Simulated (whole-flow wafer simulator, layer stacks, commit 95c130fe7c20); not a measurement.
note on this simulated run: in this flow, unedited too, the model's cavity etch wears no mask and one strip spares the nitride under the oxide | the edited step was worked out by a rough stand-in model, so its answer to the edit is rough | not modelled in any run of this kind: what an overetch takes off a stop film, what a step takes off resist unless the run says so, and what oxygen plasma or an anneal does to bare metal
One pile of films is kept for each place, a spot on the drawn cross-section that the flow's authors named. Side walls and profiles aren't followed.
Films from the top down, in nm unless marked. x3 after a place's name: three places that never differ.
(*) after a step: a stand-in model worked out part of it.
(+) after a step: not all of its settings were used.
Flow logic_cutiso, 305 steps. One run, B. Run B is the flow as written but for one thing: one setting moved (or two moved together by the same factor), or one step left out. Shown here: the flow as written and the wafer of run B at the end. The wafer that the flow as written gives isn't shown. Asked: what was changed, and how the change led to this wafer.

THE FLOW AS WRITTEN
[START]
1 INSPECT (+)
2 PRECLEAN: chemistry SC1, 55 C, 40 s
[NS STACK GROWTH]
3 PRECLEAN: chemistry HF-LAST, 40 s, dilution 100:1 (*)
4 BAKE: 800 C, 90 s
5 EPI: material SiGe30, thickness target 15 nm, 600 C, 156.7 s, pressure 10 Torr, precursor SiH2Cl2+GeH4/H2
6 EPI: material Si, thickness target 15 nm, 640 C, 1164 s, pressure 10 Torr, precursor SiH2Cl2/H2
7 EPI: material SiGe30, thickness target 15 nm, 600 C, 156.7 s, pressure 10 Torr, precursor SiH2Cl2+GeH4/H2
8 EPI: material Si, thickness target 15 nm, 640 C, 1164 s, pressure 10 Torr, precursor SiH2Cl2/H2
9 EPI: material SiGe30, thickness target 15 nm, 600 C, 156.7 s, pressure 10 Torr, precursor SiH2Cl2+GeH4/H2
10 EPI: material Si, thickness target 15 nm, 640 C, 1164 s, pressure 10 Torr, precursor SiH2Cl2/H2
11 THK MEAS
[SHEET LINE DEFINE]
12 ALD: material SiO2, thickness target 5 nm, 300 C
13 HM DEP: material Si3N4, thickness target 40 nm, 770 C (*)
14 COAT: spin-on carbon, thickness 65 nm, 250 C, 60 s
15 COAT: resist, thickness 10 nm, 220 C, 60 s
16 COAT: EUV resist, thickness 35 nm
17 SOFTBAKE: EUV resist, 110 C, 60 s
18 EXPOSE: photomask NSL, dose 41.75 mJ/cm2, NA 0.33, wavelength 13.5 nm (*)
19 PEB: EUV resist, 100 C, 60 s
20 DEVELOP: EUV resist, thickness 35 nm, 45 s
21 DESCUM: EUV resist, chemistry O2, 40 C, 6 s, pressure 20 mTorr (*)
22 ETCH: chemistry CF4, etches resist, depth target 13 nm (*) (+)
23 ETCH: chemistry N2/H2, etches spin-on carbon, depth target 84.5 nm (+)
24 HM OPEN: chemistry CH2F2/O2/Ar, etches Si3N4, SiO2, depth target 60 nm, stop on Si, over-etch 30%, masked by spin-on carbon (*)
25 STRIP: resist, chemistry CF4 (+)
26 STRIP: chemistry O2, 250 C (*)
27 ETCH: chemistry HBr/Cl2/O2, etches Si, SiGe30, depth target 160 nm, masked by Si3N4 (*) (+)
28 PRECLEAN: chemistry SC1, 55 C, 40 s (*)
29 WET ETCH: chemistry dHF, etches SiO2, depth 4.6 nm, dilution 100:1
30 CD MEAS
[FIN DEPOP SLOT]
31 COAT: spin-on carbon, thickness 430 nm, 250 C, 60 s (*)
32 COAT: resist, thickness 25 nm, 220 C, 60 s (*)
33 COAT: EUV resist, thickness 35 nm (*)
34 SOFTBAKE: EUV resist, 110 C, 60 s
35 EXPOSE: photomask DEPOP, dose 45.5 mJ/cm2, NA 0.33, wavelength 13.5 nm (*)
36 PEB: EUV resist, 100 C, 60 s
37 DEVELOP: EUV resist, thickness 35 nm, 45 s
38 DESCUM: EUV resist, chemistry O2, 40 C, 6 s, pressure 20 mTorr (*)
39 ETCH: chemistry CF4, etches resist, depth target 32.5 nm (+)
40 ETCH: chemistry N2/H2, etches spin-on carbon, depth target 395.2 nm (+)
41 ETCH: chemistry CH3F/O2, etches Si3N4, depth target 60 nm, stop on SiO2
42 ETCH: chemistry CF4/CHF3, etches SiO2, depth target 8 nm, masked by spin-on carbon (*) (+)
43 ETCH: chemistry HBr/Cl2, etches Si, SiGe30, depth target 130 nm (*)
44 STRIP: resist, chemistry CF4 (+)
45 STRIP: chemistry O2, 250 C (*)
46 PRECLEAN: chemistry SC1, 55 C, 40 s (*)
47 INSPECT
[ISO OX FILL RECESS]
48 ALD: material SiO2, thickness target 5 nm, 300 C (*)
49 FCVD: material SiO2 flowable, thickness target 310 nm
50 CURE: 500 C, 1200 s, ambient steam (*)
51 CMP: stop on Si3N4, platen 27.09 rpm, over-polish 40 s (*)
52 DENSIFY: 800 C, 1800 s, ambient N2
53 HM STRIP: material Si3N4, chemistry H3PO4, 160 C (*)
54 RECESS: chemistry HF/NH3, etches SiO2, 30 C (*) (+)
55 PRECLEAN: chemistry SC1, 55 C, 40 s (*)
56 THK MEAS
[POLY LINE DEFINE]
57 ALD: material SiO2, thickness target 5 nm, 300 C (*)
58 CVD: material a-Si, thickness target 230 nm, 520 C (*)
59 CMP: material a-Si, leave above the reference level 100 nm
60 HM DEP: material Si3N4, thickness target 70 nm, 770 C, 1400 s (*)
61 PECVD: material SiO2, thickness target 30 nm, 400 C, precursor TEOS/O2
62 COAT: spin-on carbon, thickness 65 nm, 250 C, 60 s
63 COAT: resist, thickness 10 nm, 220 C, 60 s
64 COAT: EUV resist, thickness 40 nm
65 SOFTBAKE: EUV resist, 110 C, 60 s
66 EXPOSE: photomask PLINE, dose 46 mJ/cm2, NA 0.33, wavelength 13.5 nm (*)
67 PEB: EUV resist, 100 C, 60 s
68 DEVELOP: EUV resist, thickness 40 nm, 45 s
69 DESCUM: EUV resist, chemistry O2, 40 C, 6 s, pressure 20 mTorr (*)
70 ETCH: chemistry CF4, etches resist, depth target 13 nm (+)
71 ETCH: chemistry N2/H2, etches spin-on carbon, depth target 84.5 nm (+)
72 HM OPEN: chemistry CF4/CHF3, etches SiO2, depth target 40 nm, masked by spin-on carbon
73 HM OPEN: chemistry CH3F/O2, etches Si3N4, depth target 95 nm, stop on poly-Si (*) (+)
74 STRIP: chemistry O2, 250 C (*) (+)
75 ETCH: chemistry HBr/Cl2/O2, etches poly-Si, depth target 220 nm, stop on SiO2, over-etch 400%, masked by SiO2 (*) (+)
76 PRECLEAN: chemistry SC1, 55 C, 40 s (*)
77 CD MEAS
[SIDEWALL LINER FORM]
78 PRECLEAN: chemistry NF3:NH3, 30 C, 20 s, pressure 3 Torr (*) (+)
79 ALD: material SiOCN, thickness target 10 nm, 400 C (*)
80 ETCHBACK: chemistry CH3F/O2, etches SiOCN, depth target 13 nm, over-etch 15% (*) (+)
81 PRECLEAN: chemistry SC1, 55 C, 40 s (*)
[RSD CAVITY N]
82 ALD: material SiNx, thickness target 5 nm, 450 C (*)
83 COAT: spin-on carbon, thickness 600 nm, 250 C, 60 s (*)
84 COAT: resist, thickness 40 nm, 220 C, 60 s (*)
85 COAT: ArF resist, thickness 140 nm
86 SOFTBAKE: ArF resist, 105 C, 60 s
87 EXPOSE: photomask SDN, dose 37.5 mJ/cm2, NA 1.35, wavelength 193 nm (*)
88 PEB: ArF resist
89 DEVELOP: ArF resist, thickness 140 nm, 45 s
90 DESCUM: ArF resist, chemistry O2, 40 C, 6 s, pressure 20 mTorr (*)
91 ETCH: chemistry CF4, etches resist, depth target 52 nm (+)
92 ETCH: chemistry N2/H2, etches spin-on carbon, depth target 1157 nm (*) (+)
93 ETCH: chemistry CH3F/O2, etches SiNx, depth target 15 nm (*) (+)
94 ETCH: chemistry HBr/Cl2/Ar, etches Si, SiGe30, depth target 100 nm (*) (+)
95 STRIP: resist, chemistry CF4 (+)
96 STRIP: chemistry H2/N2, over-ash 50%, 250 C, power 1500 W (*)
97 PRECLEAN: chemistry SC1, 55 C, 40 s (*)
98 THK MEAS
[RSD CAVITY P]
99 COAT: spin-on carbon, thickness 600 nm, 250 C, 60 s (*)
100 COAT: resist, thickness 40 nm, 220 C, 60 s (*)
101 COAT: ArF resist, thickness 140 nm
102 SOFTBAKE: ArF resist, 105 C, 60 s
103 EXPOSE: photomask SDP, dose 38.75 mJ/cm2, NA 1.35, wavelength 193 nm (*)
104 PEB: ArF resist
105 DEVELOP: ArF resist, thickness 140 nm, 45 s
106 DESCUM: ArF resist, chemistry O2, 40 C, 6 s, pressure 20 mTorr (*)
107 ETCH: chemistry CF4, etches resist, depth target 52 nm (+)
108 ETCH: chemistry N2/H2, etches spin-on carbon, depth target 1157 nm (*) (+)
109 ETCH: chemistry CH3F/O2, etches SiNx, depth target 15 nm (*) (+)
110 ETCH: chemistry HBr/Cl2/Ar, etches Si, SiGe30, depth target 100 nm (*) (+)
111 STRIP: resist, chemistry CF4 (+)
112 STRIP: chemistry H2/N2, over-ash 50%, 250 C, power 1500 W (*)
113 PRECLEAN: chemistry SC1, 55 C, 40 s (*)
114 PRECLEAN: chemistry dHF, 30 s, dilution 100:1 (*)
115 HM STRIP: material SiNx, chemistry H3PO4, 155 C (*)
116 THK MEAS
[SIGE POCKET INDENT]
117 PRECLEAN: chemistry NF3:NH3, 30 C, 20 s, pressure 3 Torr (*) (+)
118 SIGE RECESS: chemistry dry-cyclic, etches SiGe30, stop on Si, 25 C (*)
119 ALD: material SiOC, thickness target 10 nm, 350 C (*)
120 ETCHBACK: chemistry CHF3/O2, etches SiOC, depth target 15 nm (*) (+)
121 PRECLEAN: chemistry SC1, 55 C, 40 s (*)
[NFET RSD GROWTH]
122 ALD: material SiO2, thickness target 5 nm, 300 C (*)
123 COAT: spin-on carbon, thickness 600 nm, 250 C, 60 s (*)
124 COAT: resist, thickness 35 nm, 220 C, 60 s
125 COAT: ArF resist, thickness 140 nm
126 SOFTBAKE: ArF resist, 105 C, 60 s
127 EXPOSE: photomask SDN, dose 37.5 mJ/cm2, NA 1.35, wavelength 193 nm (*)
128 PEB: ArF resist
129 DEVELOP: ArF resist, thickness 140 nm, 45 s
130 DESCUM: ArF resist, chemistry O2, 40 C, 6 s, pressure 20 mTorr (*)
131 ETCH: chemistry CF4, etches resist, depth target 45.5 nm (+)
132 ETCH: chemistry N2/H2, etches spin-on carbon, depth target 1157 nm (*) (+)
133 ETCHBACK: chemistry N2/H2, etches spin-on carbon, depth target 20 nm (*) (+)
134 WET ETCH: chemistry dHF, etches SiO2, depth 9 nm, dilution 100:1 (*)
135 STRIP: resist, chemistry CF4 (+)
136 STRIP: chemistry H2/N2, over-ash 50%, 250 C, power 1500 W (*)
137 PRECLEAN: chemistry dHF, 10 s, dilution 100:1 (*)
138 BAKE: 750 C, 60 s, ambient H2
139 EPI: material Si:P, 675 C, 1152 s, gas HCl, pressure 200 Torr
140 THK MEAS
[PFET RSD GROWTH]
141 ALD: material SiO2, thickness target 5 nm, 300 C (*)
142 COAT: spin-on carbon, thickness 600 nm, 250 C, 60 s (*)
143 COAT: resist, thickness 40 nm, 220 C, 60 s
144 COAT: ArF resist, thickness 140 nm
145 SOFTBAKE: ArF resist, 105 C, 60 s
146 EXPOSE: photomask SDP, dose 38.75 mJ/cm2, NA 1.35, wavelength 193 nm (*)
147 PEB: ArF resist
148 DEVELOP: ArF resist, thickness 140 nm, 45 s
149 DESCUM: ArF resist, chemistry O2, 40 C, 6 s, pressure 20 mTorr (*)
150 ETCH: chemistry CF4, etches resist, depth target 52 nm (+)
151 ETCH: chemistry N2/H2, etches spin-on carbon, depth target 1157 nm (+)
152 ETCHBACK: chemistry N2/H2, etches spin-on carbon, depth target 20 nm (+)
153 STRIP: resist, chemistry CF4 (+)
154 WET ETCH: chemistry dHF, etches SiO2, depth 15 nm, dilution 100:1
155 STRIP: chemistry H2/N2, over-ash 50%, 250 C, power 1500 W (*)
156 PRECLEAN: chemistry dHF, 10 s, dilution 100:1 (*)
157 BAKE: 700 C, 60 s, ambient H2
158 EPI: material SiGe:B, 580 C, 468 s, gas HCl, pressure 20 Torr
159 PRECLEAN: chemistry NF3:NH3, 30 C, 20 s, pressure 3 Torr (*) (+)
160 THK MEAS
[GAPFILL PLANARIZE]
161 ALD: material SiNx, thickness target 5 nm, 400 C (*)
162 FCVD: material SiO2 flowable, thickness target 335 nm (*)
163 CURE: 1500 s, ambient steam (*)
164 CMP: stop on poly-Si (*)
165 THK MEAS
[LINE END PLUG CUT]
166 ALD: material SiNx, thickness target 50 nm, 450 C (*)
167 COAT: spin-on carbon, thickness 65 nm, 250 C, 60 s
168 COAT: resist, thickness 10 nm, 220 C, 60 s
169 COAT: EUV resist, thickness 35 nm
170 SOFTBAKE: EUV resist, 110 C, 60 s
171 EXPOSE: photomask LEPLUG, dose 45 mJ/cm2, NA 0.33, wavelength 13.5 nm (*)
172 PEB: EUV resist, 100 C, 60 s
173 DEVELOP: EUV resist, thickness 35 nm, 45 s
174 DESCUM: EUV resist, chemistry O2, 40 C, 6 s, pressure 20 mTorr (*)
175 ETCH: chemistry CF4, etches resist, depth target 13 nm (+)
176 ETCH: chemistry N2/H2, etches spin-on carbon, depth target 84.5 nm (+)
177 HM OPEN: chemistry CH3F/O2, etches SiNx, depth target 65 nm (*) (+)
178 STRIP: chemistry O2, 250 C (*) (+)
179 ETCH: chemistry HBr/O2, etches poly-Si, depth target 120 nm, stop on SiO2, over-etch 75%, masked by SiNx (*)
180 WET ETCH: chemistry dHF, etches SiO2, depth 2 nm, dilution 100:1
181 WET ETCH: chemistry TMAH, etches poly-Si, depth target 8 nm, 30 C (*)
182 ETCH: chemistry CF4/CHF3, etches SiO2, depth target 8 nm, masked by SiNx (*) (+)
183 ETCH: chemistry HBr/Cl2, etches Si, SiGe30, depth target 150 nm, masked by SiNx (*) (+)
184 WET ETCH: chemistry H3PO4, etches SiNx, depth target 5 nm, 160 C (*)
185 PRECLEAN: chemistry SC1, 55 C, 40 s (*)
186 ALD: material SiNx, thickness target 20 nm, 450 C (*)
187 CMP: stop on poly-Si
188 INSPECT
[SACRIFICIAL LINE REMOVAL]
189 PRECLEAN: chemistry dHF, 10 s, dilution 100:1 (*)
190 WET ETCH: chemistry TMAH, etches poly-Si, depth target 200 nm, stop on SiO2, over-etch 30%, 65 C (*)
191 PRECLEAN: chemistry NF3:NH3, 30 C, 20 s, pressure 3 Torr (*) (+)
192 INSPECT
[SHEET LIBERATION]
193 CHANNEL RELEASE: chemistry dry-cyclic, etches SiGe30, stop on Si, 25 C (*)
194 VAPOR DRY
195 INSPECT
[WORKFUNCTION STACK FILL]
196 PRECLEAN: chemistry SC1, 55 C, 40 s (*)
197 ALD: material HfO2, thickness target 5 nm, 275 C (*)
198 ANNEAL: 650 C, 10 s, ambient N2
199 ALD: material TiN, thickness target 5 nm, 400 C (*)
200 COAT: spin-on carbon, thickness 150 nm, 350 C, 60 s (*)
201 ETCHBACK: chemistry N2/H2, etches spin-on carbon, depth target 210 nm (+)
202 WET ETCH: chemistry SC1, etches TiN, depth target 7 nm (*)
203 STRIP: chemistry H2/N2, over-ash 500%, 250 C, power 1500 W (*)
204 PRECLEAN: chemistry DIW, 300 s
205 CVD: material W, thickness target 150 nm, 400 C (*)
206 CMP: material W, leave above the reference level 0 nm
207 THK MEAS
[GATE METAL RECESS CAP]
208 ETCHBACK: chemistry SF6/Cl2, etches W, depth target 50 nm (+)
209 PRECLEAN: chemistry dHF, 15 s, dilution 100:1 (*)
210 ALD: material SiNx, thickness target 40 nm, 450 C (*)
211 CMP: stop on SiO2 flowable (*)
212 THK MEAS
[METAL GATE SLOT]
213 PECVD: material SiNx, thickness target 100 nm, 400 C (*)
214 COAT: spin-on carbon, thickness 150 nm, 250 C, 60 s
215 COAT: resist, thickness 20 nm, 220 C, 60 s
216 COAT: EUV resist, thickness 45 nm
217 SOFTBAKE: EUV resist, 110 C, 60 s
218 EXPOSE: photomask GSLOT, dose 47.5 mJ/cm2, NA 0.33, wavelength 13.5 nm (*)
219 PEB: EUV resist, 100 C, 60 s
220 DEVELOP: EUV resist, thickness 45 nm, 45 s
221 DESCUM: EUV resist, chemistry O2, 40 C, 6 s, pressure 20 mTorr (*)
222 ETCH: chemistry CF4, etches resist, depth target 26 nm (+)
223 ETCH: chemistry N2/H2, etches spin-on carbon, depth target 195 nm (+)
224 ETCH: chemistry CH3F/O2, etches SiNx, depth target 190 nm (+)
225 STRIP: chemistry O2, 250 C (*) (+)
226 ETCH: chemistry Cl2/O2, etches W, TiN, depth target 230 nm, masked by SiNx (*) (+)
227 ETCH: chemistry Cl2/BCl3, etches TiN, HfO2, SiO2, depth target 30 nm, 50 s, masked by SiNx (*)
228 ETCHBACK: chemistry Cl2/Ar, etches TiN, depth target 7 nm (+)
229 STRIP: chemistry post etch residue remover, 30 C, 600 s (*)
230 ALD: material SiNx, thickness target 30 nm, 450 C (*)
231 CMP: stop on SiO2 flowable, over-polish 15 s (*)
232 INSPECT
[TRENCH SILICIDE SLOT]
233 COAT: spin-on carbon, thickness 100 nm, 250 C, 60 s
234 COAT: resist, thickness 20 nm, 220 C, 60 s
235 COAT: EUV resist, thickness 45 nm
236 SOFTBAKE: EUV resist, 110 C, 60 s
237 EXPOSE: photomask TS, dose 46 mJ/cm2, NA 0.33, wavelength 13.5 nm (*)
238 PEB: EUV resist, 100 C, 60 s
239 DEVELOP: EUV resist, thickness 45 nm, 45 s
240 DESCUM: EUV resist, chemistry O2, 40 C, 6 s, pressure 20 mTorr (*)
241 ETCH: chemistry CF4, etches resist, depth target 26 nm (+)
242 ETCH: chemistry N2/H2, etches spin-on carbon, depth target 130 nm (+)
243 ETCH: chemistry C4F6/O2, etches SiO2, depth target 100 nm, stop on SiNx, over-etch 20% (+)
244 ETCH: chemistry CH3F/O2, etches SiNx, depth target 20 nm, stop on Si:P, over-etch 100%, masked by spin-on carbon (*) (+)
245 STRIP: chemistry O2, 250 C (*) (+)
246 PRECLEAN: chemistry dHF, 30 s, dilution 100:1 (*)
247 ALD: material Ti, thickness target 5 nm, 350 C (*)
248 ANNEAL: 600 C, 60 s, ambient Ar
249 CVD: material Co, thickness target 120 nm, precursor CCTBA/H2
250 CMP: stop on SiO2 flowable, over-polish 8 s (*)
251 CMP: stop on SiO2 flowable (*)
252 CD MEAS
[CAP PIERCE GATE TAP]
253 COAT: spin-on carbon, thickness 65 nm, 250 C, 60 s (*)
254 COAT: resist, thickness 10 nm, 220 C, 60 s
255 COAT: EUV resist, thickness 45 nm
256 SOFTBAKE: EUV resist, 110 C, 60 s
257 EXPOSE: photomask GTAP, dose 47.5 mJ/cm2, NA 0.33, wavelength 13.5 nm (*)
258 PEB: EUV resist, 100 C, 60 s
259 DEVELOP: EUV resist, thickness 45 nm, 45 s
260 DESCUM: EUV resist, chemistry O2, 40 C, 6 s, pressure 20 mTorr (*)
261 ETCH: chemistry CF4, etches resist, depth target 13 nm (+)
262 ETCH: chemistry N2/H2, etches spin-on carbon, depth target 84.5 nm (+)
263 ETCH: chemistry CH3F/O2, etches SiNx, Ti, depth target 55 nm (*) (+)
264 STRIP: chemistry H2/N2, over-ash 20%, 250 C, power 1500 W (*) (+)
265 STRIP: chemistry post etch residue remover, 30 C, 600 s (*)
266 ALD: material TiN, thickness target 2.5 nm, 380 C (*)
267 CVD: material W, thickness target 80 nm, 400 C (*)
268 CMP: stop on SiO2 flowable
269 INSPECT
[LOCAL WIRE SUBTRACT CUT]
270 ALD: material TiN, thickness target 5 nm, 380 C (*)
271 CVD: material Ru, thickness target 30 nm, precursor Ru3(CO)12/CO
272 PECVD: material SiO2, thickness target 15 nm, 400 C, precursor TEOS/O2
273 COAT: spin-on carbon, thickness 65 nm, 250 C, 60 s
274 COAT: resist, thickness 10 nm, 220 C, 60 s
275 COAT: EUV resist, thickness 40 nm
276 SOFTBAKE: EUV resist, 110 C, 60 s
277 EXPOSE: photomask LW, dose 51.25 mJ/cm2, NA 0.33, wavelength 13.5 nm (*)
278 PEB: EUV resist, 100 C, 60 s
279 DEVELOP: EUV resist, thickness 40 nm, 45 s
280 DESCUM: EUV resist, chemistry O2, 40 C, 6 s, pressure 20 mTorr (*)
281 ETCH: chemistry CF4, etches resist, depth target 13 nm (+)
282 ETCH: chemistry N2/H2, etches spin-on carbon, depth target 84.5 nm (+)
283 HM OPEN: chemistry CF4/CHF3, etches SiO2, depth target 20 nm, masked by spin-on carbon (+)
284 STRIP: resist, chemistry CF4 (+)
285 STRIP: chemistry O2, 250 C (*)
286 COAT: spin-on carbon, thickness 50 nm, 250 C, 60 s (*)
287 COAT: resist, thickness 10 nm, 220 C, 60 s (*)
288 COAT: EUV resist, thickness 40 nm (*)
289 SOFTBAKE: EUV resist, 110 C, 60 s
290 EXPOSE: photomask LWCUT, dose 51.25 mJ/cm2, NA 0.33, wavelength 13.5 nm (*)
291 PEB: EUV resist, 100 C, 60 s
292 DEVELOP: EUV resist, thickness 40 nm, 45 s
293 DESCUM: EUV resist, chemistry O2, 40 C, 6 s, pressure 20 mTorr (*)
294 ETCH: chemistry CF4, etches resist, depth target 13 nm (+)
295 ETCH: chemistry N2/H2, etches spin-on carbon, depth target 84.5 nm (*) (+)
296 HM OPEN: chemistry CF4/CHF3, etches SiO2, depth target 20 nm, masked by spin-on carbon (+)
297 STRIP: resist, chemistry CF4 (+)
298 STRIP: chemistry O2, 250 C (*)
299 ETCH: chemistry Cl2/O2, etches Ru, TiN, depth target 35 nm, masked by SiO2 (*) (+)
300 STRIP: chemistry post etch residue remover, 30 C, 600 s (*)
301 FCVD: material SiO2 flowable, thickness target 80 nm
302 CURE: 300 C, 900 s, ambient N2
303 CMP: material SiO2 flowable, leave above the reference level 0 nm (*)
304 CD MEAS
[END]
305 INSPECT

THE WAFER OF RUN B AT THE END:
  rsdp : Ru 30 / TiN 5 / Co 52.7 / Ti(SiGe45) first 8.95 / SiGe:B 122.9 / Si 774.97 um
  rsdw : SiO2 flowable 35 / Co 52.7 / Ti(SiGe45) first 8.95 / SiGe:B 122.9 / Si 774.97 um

The cause: step 110, ETCH: depth target 112.5 nm was run, where the flow has depth target 100 nm.

How the change led to this, step by step:
  110 ETCH: chemistry HBr/Cl2/Ar, etches Si, SiGe30, depth target 100 nm (*) (+)
      rsdp, rsdw: chemical SiO2 -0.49 (all of it), Si -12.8 (all of it), SiGe30 -15 (all of it), Si -15 (all of it), SiGe30 -15 (all of it), Si -15 (all of it), SiGe30 -15 (all of it), Si -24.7 (as written it would be: chemical SiO2 -0.49 (all of it), Si -12.8 (all of it), SiGe30 -15 (all of it), Si -15 (all of it), SiGe30 -15 (all of it), Si -15 (all of it), SiGe30 -15 (all of it), Si -12.2)
  158 EPI: material SiGe:B, 580 C, 468 s, gas HCl, pressure 20 Torr
      rsdp, rsdw: SiGe:B +129.3 (new film) (as written it would be: SiGe:B +116.8 (new film))
